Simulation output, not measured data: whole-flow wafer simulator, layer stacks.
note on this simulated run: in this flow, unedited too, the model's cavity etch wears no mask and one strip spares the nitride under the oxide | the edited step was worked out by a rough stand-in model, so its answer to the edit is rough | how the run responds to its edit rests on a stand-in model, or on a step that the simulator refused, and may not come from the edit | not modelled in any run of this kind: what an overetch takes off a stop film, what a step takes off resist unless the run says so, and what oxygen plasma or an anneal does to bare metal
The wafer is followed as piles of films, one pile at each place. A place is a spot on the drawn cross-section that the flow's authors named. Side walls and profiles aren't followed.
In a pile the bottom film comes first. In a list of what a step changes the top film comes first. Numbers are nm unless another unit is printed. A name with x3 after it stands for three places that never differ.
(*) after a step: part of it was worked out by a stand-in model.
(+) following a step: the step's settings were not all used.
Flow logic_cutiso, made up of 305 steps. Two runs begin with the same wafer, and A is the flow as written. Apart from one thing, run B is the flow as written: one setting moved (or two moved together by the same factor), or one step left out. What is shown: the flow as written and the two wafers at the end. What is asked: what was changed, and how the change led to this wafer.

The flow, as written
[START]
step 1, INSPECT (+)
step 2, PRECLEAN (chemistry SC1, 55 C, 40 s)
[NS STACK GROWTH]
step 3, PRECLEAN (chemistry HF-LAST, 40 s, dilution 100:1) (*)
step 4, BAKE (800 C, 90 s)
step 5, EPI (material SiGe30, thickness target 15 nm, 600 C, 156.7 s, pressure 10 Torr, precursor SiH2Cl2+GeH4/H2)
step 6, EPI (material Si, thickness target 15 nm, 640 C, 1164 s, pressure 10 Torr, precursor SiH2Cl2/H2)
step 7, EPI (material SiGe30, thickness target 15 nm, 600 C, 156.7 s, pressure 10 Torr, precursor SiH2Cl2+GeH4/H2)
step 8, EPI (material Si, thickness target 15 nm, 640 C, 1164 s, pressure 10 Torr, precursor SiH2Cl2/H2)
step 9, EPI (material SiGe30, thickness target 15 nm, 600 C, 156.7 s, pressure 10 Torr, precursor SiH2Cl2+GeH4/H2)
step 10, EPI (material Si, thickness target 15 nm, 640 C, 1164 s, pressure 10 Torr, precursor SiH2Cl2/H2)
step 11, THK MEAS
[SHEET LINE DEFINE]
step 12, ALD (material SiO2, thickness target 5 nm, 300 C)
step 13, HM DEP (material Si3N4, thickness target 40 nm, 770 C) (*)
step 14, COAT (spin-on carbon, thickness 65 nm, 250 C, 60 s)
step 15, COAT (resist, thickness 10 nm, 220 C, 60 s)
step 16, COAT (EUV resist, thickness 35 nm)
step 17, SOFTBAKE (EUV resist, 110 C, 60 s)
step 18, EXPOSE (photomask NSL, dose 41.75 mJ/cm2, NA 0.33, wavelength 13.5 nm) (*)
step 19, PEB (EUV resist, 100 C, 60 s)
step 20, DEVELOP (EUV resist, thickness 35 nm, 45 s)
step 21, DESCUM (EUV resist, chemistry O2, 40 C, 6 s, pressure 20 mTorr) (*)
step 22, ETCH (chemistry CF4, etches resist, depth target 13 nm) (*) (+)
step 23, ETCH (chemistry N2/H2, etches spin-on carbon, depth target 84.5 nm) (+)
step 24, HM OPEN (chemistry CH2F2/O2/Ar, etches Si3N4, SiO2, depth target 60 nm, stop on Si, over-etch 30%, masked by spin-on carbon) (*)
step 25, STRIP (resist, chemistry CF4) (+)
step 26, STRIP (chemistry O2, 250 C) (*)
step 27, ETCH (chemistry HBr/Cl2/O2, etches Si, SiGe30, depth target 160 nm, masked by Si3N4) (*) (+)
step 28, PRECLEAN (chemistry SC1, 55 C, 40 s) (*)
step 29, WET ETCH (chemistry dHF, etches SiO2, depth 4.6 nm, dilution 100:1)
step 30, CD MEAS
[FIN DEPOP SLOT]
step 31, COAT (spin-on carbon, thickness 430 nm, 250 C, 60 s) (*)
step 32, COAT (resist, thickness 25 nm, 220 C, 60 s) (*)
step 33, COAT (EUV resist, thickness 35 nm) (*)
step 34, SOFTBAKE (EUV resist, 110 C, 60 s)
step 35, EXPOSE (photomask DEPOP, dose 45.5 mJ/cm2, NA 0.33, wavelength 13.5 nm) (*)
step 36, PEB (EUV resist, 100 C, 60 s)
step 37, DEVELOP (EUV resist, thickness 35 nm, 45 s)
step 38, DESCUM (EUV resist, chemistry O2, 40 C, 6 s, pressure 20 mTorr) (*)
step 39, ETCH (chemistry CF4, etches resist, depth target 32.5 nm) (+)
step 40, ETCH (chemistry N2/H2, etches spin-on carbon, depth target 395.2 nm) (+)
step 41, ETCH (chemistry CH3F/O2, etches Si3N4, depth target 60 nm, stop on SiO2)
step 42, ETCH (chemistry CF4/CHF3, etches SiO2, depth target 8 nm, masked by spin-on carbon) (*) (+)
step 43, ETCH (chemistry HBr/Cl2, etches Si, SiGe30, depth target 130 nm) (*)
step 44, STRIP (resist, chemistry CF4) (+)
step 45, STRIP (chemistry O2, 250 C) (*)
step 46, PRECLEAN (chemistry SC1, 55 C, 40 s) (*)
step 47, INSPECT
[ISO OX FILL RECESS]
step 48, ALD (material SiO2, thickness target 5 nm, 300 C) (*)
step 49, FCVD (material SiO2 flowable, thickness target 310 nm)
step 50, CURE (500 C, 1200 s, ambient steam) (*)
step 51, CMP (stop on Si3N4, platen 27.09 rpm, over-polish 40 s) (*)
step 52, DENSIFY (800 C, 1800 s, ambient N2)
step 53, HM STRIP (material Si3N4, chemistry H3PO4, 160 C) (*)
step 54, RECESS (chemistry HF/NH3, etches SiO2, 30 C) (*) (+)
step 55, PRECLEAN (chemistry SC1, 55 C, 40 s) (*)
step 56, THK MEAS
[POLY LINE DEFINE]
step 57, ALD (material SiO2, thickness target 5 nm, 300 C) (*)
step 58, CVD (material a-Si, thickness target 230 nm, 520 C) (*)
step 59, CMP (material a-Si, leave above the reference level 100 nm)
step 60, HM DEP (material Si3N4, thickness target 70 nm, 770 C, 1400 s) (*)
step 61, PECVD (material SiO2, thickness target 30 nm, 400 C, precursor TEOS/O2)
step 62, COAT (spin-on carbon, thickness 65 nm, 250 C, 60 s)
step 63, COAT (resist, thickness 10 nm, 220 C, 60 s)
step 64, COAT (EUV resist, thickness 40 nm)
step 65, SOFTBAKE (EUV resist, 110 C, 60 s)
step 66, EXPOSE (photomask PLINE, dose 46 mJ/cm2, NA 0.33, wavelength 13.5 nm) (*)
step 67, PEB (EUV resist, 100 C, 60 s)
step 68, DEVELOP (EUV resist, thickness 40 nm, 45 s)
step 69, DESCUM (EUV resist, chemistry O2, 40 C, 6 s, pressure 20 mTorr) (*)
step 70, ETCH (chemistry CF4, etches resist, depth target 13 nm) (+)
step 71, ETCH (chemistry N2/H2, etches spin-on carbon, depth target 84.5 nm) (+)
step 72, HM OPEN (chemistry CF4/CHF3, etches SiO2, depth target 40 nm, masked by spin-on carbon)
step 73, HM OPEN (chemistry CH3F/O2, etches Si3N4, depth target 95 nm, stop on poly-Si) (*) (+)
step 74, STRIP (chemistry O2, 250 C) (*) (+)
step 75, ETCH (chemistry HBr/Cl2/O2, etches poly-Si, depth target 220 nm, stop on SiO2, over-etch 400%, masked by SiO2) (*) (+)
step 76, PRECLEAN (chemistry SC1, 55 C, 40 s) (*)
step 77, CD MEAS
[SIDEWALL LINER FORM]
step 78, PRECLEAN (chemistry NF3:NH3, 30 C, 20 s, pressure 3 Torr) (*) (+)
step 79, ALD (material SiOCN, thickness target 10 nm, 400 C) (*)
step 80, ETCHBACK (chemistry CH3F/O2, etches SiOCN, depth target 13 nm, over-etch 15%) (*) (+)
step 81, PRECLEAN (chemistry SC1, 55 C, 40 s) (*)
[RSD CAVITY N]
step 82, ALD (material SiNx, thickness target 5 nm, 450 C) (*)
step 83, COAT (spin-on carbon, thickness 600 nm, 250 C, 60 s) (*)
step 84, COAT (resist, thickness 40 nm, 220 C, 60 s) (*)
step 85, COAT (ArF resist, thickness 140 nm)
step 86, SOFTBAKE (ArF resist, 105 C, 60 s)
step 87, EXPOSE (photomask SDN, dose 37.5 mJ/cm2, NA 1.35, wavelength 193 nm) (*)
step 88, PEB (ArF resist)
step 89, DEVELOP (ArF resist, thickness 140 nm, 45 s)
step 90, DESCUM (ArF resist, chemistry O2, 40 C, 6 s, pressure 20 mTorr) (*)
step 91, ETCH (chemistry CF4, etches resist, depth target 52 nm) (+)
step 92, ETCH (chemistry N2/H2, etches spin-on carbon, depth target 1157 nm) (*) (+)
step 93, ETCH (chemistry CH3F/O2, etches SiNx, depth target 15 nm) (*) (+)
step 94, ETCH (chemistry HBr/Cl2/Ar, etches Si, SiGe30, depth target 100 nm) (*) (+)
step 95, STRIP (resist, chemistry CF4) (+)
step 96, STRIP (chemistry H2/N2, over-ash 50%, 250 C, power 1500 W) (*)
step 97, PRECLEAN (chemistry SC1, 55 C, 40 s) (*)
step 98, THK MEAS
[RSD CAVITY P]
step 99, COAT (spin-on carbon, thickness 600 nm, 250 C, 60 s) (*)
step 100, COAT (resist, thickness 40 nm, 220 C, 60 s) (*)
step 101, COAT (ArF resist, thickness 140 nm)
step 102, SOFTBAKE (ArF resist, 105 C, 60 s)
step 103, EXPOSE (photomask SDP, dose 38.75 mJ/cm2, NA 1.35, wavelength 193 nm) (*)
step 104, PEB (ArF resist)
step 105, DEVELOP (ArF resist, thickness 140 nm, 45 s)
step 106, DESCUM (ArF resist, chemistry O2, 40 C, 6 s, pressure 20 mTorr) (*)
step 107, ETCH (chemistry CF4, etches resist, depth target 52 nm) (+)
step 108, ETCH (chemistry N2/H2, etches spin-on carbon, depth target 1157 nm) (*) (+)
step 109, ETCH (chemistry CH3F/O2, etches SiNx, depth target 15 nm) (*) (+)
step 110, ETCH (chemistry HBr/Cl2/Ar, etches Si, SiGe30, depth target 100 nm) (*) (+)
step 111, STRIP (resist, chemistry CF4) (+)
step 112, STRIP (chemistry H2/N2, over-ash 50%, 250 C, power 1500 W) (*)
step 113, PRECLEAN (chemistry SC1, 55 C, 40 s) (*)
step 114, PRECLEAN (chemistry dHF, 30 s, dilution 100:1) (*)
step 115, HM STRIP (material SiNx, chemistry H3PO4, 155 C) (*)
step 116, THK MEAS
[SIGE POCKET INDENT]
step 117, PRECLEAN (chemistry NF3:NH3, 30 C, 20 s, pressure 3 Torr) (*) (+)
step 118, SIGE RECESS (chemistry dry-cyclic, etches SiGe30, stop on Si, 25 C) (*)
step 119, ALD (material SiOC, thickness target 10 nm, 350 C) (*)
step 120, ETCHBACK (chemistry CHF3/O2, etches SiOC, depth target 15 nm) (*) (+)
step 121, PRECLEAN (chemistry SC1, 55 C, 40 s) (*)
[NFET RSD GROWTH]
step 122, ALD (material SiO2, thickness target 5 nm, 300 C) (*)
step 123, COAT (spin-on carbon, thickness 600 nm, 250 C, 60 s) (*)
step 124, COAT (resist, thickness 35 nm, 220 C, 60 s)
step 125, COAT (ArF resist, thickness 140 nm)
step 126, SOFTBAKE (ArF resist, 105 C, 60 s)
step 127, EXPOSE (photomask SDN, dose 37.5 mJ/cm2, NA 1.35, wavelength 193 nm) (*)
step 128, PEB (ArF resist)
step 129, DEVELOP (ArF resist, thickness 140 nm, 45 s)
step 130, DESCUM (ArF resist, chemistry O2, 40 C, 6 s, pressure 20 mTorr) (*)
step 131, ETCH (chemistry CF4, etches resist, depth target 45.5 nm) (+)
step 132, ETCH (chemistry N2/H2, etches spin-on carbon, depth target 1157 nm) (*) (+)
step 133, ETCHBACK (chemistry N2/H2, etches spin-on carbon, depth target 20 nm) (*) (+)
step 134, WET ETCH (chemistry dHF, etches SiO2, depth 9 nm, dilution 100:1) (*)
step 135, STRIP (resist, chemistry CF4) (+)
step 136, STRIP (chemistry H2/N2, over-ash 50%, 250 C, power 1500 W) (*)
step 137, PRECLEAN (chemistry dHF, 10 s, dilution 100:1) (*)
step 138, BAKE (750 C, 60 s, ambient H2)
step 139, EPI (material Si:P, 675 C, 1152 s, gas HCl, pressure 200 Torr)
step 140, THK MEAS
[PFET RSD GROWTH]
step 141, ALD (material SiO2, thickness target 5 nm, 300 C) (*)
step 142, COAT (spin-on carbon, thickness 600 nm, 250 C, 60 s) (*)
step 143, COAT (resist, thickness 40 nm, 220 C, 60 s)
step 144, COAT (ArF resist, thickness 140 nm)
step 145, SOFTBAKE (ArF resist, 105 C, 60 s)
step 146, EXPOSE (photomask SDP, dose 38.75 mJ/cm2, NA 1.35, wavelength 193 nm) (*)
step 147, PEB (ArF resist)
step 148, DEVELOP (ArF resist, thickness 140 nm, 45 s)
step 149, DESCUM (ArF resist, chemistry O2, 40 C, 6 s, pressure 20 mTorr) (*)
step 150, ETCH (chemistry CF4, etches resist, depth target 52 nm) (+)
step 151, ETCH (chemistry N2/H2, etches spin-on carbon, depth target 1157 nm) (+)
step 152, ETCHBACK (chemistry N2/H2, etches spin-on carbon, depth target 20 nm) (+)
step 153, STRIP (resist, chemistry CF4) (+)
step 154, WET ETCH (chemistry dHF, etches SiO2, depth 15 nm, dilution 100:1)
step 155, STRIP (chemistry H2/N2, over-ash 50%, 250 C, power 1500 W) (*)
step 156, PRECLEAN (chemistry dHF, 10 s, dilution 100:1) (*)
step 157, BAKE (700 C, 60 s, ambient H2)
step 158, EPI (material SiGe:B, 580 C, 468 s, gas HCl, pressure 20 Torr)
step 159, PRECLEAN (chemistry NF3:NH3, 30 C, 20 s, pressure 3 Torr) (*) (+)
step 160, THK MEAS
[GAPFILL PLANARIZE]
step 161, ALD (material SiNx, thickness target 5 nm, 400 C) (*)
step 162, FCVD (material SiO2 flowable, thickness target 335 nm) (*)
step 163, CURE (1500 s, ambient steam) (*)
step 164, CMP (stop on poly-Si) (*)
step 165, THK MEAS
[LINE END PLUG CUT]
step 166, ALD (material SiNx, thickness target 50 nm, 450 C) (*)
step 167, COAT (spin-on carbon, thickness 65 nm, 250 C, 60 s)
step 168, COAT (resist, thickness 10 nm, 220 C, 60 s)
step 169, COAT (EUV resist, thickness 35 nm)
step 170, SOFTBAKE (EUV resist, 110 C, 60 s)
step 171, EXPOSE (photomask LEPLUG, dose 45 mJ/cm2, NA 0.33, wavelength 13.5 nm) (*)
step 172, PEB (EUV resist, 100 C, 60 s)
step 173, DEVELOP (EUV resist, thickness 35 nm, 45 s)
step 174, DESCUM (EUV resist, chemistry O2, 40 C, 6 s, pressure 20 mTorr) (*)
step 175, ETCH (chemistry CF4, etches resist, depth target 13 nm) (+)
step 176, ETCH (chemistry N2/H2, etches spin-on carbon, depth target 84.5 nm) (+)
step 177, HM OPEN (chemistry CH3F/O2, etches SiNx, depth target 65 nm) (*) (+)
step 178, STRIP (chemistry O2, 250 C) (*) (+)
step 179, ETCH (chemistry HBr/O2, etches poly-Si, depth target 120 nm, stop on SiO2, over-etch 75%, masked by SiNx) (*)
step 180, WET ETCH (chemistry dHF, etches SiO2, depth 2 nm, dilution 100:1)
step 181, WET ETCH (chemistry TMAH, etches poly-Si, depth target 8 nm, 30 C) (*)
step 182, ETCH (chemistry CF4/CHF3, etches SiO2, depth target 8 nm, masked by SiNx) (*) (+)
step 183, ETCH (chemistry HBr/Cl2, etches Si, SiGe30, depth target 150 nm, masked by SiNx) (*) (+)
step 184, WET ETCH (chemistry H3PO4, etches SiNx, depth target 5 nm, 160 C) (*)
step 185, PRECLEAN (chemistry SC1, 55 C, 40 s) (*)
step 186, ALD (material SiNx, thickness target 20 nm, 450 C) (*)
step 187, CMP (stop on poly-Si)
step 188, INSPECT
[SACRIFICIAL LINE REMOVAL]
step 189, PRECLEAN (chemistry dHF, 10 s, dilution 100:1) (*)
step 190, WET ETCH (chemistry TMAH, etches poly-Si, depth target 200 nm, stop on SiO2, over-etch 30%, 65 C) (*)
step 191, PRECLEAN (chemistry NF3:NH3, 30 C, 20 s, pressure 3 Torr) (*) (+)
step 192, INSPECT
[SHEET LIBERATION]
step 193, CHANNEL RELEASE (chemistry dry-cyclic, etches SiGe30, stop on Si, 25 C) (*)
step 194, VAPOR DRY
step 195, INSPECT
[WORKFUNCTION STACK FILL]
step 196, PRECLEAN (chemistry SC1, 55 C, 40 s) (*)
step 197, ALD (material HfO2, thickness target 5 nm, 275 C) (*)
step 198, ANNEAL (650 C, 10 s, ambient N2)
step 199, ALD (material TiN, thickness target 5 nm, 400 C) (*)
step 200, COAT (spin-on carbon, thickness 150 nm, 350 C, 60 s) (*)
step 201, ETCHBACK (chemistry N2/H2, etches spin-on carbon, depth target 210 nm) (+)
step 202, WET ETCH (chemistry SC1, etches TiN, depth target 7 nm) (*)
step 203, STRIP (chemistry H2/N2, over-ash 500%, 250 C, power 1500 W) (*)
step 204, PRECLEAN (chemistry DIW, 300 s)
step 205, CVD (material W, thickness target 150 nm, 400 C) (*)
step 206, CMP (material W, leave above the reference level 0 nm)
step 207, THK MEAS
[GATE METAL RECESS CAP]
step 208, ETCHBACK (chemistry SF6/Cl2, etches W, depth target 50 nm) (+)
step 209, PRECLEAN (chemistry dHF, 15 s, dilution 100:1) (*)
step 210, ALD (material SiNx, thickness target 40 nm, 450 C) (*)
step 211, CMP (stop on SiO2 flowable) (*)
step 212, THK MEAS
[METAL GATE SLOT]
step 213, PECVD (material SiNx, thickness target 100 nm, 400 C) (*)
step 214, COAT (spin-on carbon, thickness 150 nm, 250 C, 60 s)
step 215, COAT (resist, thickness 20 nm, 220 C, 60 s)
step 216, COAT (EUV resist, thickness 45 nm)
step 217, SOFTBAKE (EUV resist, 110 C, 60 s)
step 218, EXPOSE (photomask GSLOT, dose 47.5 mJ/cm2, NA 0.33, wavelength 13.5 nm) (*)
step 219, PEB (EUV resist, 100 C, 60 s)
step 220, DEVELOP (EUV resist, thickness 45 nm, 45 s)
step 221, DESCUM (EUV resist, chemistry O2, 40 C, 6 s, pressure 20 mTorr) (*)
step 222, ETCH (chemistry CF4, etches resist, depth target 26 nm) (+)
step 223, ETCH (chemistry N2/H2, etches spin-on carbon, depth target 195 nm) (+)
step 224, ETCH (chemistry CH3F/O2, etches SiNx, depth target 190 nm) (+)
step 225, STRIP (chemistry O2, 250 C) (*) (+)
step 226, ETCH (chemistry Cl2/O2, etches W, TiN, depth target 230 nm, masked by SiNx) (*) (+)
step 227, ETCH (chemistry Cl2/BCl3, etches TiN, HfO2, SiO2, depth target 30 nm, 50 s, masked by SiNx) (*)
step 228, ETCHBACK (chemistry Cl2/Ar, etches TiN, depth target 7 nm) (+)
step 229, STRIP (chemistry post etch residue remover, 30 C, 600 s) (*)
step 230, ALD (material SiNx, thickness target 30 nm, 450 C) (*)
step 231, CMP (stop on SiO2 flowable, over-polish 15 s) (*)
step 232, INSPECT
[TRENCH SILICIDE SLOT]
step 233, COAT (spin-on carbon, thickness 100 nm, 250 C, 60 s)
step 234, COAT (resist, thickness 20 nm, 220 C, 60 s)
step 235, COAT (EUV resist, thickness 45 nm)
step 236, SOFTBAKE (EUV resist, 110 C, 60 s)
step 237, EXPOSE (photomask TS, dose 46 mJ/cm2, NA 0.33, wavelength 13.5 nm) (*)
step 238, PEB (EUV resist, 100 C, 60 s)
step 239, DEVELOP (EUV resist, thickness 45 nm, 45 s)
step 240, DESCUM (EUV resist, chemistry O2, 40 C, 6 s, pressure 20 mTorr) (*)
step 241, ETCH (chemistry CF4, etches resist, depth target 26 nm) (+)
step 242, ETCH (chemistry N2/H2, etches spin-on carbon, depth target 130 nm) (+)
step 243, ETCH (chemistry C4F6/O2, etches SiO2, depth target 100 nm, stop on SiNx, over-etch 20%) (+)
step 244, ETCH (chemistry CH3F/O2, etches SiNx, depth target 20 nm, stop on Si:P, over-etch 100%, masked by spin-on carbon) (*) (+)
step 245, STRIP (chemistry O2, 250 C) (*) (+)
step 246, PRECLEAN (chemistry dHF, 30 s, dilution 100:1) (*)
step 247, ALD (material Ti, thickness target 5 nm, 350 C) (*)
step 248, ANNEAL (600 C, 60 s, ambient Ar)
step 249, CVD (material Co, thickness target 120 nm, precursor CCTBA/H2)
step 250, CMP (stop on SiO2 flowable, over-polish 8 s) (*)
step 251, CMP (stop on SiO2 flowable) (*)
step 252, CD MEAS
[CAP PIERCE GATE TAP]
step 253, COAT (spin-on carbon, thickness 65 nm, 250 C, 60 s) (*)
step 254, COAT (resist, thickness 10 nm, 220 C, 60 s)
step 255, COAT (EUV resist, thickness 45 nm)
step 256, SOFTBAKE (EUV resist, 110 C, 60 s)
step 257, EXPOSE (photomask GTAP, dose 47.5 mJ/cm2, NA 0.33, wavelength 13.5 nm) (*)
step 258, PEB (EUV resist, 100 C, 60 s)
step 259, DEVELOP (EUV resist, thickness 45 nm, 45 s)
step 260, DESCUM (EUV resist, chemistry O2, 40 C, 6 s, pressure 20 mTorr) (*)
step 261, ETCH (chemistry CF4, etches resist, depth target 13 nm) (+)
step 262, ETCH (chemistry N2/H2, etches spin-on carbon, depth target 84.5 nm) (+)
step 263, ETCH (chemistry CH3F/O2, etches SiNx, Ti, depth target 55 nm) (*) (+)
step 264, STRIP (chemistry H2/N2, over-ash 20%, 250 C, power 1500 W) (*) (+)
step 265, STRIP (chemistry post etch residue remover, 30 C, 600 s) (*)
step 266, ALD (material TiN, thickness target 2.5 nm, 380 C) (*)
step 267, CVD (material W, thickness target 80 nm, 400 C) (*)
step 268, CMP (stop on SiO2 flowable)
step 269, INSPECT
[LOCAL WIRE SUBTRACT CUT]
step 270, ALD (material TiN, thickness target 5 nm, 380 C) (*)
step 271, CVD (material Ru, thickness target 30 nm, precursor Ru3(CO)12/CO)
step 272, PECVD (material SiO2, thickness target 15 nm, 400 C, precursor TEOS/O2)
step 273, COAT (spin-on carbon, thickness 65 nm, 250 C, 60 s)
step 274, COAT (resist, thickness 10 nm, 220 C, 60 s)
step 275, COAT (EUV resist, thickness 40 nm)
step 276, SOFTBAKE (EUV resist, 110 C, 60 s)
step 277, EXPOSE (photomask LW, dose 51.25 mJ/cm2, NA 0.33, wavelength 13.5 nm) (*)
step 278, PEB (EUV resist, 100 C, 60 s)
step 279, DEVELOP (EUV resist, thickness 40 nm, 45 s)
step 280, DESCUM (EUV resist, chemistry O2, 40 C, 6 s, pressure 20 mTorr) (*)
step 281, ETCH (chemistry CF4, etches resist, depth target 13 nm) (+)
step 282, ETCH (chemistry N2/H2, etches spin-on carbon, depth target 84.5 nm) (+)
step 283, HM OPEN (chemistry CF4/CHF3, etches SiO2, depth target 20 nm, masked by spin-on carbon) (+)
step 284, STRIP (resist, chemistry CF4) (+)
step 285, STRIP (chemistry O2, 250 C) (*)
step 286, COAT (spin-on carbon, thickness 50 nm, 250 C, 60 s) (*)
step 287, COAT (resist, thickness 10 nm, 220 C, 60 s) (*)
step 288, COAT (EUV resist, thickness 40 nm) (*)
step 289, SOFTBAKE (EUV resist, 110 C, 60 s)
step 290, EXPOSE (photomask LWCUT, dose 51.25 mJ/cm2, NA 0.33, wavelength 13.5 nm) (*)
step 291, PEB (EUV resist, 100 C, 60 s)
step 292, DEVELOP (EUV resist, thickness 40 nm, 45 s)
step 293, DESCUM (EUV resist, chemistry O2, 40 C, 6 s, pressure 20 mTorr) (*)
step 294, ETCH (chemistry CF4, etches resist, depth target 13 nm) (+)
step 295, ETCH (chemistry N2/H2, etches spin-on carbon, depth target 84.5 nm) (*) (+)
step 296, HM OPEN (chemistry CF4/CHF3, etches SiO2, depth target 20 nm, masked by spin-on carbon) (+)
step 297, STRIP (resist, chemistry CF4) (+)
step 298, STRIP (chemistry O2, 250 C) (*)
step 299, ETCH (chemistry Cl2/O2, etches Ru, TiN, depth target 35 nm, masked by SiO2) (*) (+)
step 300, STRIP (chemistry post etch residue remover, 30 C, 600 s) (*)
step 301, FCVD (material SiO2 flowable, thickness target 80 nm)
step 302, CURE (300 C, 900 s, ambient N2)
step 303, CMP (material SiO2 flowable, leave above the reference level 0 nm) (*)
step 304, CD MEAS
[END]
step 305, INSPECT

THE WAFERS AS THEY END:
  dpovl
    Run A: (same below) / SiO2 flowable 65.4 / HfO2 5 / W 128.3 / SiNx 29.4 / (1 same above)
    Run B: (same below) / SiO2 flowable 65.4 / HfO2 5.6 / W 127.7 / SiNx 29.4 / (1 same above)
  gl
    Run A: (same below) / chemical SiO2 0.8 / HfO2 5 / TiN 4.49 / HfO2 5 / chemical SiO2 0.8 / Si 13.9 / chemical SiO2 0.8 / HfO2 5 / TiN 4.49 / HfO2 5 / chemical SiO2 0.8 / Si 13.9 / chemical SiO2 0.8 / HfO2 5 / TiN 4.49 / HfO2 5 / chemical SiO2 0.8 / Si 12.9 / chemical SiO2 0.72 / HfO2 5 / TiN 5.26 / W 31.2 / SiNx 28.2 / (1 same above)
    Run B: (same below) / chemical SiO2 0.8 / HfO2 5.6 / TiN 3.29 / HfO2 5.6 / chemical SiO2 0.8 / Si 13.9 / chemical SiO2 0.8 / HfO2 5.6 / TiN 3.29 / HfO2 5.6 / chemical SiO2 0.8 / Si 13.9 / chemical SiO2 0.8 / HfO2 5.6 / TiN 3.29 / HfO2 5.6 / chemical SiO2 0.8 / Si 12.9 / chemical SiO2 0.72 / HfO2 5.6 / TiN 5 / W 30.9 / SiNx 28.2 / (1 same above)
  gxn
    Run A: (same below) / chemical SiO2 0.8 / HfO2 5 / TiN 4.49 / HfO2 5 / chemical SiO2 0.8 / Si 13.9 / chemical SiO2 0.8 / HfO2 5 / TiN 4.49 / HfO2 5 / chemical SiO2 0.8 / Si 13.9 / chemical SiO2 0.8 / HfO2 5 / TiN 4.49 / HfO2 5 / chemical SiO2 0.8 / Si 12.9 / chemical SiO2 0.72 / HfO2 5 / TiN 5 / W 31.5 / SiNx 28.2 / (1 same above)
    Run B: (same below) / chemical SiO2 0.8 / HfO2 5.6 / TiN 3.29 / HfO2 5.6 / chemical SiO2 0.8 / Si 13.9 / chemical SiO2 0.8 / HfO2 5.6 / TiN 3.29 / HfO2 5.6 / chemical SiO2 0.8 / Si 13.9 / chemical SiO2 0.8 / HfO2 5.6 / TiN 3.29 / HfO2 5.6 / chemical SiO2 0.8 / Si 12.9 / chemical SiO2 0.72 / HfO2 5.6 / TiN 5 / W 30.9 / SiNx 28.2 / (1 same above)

Cause: step 197, ALD: thickness target 5.6 nm was run, while the flow as written has thickness target 5 nm.
The wafer itself shows it: dpovl has HfO2 5.6, and step 197 as written asks for 5 nm.

Step by step, how the change led to this:
  step 197, ALD (material HfO2, thickness target 5 nm, 275 C) (*)
      depop, dpovl, gfld and 12 more: A +5 HfO2 (new film) | B +5.6 HfO2 (new film)
      gl, glp, gxn, gxp, ns, tap: A +5 HfO2 (new film), +5 HfO2 (new film), -10 cavity, +5 HfO2 (new film), +5 HfO2 (new film), -10 cavity, +5 HfO2 (new film), +5 HfO2 (new film), -10 cavity, +5 HfO2 (new film) | B +5.6 HfO2 (new film), +5.6 HfO2 (new film), -11.2 cavity, +5.6 HfO2 (new film), +5.6 HfO2 (new film), -11.2 cavity, +5.6 HfO2 (new film), +5.6 HfO2 (new film), -11.2 cavity, +5.6 HfO2 (new film)
      (as well as at 1 more place)
  step 199, ALD (material TiN, thickness target 5 nm, 400 C) (*)
      gl, glp, tap: A +5.26 TiN (new film), +4.49 TiN (new film), -4.49 cavity (all of it), +4.49 TiN (new film), -4.49 cavity (all of it), +4.49 TiN (new film), -4.49 cavity (all of it) | B +5 TiN (new film), +3.29 TiN (new film), -3.29 cavity (all of it), +3.29 TiN (new film), -3.29 cavity (all of it), +3.29 TiN (new film), -3.29 cavity (all of it)
      gxn, gxp, ns: A +5 TiN (new film), +4.49 TiN (new film), -4.49 cavity (all of it), +4.49 TiN (new film), -4.49 cavity (all of it), +4.49 TiN (new film), -4.49 cavity (all of it) | B +5 TiN (new film), +3.29 TiN (new film), -3.29 cavity (all of it), +3.29 TiN (new film), -3.29 cavity (all of it), +3.29 TiN (new film), -3.29 cavity (all of it)
      (as well as at 2 more places)
  step 200, COAT (spin-on carbon, thickness 150 nm, 350 C, 60 s) (*)
      gxf: A +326 spin-on carbon (new film) | B +238.9 spin-on carbon (new film)
  step 203, STRIP (chemistry H2/N2, over-ash 500%, 250 C, power 1500 W) (*)
      gl, glp: A -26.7 spin-on carbon (all of it) | B -28.9 spin-on carbon (all of it)
      gxn, gxp: A -26.8 spin-on carbon (all of it) | B -28.8 spin-on carbon (all of it)
      (as well as at 3 more places)
  step 205, CVD (material W, thickness target 150 nm, 400 C) (*)
      gxf: A +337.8 W (new film) | B +248.7 W (new film)
  step 206, CMP (material W, leave above the reference level 0 nm)
      lnr, lnri, lnrp, lnrt: A -150 W (all of it), -5 HfO2 (all of it), -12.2 SiOCN | B -150 W (all of it), -5.6 HfO2 (all of it), -12.2 SiOCN
      rsdn, rsdp, rsdw, rsdx: A -162.2 W (all of it), -5 HfO2 (all of it) | B -162.2 W (all of it), -5.6 HfO2 (all of it)
      (as well as at 2 more places)
  step 226, ETCH (chemistry Cl2/O2, etches W, TiN, depth target 230 nm, masked by SiNx) (*) (+)
      gfld: A -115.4 W (all of it), -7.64 TiN (all of it), -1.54 HfO2 | B -115.4 W (all of it), -7.04 TiN (all of it), -1.53 HfO2
  step 227, ETCH (chemistry Cl2/BCl3, etches TiN, HfO2, SiO2, depth target 30 nm, 50 s, masked by SiNx) (*)
      gfld: A -3.46 HfO2 (all of it), -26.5 SiO2 flowable | B -4.07 HfO2 (all of it), -25.9 SiO2 flowable
